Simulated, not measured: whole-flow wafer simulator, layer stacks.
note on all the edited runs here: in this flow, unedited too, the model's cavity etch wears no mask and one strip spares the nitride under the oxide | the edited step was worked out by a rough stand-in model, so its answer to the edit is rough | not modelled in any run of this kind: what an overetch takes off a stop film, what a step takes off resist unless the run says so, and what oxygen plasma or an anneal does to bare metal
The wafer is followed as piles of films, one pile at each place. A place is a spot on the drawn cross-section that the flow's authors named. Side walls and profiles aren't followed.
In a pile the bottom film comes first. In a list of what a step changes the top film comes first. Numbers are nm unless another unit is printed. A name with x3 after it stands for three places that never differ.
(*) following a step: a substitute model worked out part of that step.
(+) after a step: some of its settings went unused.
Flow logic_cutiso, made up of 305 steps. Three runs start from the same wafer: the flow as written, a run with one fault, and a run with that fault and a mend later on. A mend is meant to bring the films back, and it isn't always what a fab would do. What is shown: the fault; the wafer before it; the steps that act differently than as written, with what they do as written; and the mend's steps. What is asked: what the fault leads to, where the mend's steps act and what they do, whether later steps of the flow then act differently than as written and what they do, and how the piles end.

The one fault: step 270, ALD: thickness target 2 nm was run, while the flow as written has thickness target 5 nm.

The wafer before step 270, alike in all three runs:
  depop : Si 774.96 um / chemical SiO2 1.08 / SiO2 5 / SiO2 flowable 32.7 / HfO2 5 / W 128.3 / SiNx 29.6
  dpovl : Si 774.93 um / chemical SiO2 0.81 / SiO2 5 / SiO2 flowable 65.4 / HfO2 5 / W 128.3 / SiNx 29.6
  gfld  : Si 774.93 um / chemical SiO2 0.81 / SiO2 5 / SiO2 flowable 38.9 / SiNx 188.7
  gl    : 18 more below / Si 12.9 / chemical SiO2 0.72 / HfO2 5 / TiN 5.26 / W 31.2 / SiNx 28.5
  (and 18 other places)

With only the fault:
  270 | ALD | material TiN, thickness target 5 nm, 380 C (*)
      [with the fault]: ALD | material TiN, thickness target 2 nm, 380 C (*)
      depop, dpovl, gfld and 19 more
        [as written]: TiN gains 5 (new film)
        [with the fault]: TiN gains 2 (new film)
  Steps later in the flow that act otherwise than as written:
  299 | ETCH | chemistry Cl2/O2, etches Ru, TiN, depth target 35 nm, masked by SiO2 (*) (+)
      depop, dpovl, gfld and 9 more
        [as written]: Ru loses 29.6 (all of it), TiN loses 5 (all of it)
        [with the fault]: Ru loses 29.6 (all of it), TiN loses 2 (all of it), SiNx loses 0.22
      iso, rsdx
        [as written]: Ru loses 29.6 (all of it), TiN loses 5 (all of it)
        [with the fault]: Ru loses 29.6 (all of it), TiN loses 2 (all of it), SiO2 flowable loses 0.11
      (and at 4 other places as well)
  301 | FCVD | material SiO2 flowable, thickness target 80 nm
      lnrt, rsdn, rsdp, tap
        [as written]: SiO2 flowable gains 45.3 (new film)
        [with the fault]: SiO2 flowable gains 47.4 (new film)
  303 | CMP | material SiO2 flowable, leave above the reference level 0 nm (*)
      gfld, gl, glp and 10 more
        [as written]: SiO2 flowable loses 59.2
        [with the fault]: SiO2 flowable loses 61.2
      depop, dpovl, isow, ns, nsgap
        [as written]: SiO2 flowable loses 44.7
        [with the fault]: SiO2 flowable loses 47.5
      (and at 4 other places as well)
  At depop, dpovl, gfld and 18 more, the piles at the end differ from the flow's by more than 2% or 0.5 nm, whichever is larger.
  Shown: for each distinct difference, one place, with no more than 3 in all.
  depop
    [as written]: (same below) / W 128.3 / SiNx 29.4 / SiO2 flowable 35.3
    [with the fault]: (same below) / W 128.3 / SiNx 29.2 / SiO2 flowable 32.5
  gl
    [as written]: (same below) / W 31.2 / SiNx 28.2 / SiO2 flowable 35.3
    [with the fault]: (same below) / W 31.2 / SiNx 28 / SiO2 flowable 32.5
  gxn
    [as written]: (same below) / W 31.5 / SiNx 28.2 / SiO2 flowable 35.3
    [with the fault]: (same below) / W 31.5 / SiNx 28 / SiO2 flowable 32.5

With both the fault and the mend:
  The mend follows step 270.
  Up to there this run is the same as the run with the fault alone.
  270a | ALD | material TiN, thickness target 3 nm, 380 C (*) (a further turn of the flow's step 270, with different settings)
      depop, dpovl, gfld and 19 more
        TiN gains 3
  Every later step of the flow that is run acts as written at every place that is followed.
  The piles end the same as the flow's at every place that both follow.
